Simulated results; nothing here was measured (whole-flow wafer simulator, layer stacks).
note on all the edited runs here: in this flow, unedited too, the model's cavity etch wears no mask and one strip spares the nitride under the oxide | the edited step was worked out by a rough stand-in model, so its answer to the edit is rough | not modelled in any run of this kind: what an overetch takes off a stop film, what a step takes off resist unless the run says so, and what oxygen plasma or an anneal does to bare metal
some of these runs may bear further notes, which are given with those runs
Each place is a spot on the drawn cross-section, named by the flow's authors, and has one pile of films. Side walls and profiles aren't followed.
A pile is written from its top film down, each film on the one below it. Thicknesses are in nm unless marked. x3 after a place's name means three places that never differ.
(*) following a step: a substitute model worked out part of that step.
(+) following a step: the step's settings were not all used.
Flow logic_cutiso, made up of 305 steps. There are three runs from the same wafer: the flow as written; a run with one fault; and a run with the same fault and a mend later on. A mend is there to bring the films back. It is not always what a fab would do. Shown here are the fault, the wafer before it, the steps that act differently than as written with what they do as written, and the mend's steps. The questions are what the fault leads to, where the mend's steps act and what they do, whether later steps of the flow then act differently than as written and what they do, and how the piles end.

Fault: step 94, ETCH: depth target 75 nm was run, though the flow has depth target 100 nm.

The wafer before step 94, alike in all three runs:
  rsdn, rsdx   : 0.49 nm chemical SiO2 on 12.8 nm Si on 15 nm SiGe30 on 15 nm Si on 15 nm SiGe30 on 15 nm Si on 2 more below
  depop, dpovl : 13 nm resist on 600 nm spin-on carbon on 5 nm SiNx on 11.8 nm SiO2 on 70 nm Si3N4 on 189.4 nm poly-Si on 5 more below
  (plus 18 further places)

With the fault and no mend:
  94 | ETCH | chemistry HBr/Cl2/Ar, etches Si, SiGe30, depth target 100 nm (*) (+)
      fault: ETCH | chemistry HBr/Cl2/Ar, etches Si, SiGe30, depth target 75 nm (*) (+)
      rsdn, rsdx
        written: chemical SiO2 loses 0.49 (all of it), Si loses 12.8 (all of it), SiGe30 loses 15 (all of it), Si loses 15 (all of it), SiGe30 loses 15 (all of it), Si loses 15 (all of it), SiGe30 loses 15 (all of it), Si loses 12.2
        fault: chemical SiO2 loses 0.49 (all of it), Si loses 12.8 (all of it), SiGe30 loses 15 (all of it), Si loses 15 (all of it), SiGe30 loses 15 (all of it), Si loses 15 (all of it), SiGe30 loses 2.17
  Steps later in the flow that act otherwise than as written (20 more steps, not shown, differ only slightly: by at most 2% or 0.5 nm, whichever is larger):
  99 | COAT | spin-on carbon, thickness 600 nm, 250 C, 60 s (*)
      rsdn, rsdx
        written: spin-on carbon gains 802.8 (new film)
        fault: spin-on carbon gains 781.9 (new film)
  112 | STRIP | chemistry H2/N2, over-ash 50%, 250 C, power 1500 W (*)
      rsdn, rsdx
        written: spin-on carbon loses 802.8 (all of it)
        fault: spin-on carbon loses 781.9 (all of it)
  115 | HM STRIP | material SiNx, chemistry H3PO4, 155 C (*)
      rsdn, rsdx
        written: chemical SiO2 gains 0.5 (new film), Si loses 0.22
        fault: chemical SiO2 gains 0.5 (new film), SiGe30 loses 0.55
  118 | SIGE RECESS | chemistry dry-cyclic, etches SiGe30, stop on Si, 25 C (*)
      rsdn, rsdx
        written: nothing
        fault: SiGe30 loses 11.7 (all of it)
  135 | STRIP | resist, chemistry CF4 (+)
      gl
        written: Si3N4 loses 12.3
        fault: Si3N4 loses 12.9
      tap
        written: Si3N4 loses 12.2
        fault: Si3N4 loses 12.9
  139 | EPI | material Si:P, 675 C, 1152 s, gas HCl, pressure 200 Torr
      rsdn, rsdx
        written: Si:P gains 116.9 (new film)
        fault: Si:P gains 104.2 (new film)
  At rsdn, rsdx, the piles at the end differ from the flow's by more than 2% or 0.5 nm, whichever is larger.
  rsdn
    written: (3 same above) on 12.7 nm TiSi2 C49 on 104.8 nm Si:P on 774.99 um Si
    fault: (3 same above) on 12.7 nm TiSi2 C49 on 92 nm Si:P on 775 um Si
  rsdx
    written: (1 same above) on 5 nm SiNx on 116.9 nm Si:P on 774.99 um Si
    fault: (1 same above) on 5 nm SiNx on 104.2 nm Si:P on 775 um Si

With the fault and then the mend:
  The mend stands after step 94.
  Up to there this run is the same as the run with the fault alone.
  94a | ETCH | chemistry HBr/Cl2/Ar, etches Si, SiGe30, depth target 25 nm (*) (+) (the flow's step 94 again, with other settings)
      rsdn, rsdx
        SiGe30 loses 12.8 (all of it), Si loses 12.2
  Later steps of the flow that are run all act as written at every place that is followed.
  By the end, the piles equal the flow's at every place that both follow.
